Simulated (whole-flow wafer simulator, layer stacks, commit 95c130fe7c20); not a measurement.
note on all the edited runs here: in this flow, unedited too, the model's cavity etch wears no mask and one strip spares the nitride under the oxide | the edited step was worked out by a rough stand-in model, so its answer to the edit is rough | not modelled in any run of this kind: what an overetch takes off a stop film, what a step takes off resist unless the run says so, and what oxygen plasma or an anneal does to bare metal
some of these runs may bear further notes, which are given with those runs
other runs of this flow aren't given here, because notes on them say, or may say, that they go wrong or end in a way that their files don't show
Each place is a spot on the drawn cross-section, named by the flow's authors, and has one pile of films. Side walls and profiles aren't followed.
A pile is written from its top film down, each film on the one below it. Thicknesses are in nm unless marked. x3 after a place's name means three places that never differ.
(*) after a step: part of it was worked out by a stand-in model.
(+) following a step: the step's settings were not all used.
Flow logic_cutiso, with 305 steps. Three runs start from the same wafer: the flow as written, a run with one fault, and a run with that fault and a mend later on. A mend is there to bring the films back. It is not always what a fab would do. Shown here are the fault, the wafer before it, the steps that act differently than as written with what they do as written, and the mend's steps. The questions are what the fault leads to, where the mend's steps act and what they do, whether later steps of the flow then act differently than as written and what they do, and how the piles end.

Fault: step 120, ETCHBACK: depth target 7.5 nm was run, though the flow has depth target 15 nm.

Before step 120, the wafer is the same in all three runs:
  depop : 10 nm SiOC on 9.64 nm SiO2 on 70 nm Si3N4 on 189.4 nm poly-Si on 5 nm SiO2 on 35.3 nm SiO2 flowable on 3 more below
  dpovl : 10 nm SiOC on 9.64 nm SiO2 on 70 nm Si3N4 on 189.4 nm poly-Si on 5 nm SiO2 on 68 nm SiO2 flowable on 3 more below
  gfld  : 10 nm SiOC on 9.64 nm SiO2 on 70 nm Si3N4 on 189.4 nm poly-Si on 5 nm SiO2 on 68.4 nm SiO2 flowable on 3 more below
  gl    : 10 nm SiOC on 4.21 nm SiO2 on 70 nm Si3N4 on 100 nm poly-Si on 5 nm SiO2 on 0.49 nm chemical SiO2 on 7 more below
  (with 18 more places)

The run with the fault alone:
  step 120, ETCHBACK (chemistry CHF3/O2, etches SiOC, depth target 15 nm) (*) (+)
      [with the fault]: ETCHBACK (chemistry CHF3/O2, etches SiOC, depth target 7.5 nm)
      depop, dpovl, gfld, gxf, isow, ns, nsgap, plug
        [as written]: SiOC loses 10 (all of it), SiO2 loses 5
        [with the fault]: SiOC loses 7.5
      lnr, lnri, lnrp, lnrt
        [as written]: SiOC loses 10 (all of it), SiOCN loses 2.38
        [with the fault]: SiOC loses 7.5
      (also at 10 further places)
  Later steps of the flow acting differently than as written (27 more steps, not shown, differ only slightly: by at most 2% or 0.5 nm, whichever is larger):
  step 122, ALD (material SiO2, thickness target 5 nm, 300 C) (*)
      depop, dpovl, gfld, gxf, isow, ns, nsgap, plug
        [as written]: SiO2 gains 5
        [with the fault]: SiO2 gains 5 (new film)
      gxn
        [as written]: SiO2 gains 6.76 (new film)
        [with the fault]: SiO2 gains 5 (new film)
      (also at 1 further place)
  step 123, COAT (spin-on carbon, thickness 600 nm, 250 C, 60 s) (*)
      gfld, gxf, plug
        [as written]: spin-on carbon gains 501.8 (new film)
        [with the fault]: spin-on carbon gains 514.7 (new film)
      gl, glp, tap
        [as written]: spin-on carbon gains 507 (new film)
        [with the fault]: spin-on carbon gains 520.1 (new film)
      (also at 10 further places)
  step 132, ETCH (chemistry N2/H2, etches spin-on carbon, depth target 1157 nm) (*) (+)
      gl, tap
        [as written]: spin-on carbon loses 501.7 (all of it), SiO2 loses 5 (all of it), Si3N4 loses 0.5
        [with the fault]: spin-on carbon loses 514.9 (all of it), SiO2 loses 5 (all of it), SiOC loses 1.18
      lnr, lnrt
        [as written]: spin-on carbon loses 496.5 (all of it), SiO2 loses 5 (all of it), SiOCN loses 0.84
        [with the fault]: spin-on carbon loses 512.1 (all of it), SiO2 loses 5 (all of it), SiOC loses 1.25
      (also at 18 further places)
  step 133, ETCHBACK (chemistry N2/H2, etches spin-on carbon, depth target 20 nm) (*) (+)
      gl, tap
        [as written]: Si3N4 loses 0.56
        [with the fault]: SiOC loses 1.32 (all of it)
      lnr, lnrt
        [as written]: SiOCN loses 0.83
        [with the fault]: SiOC loses 1.25 (all of it)
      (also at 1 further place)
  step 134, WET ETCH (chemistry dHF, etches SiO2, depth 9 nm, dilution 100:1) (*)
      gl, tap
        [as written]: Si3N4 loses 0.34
        [with the fault]: SiO2 loses 4.21 (all of it), Si3N4 loses 0.15
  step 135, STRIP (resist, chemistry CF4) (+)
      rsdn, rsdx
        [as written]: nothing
        [with the fault]: SiOC loses 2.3 (all of it)
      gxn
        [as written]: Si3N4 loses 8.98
        [with the fault]: SiOC loses 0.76 (all of it)
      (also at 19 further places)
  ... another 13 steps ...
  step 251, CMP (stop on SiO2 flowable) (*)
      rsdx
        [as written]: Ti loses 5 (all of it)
        [with the fault]: Ti loses 4.69
  The piles end different from the flow's at iso, rsdp, rsdw by more than 2% or 0.5 nm, whichever is larger.
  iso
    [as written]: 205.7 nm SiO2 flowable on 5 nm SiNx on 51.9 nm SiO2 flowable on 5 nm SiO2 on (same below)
    [with the fault]: 197.4 nm SiO2 flowable on 5 nm SiNx on 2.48 nm SiOC on 57.5 nm SiO2 flowable on 5 nm SiO2 on (same below)
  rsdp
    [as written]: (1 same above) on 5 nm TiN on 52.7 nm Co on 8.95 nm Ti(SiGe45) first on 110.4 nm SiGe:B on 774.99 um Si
    [with the fault]: (1 same above) on 5 nm TiN on 52.6 nm Co on 8.95 nm Ti(SiGe45) first on 107.7 nm SiGe:B on 2.44 nm SiOC on 774.99 um Si
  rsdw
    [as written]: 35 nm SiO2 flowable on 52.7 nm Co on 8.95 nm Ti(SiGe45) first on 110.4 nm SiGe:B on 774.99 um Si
    [with the fault]: 35 nm SiO2 flowable on 52.6 nm Co on 8.95 nm Ti(SiGe45) first on 107.7 nm SiGe:B on 2.44 nm SiOC on 774.99 um Si

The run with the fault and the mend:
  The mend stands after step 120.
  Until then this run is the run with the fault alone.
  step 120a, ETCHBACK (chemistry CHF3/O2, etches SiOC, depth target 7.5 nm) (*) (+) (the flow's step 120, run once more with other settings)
      depop, dpovl, gfld, gxf, isow, ns, nsgap, plug
        SiOC loses 2.5 (all of it), SiO2 loses 5
      lnr, lnri, lnrp, lnrt
        SiOC loses 2.5 (all of it), SiOCN loses 2.38
      rsdn, rsdp, rsdw, rsdx
        SiOC loses 2.5 (all of it)
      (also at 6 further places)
  Every later step of the flow that is run acts as written, at every place that is followed, to within 2% or 0.5 nm, whichever is larger.
  By the end, the piles equal the flow's at every place that both follow.
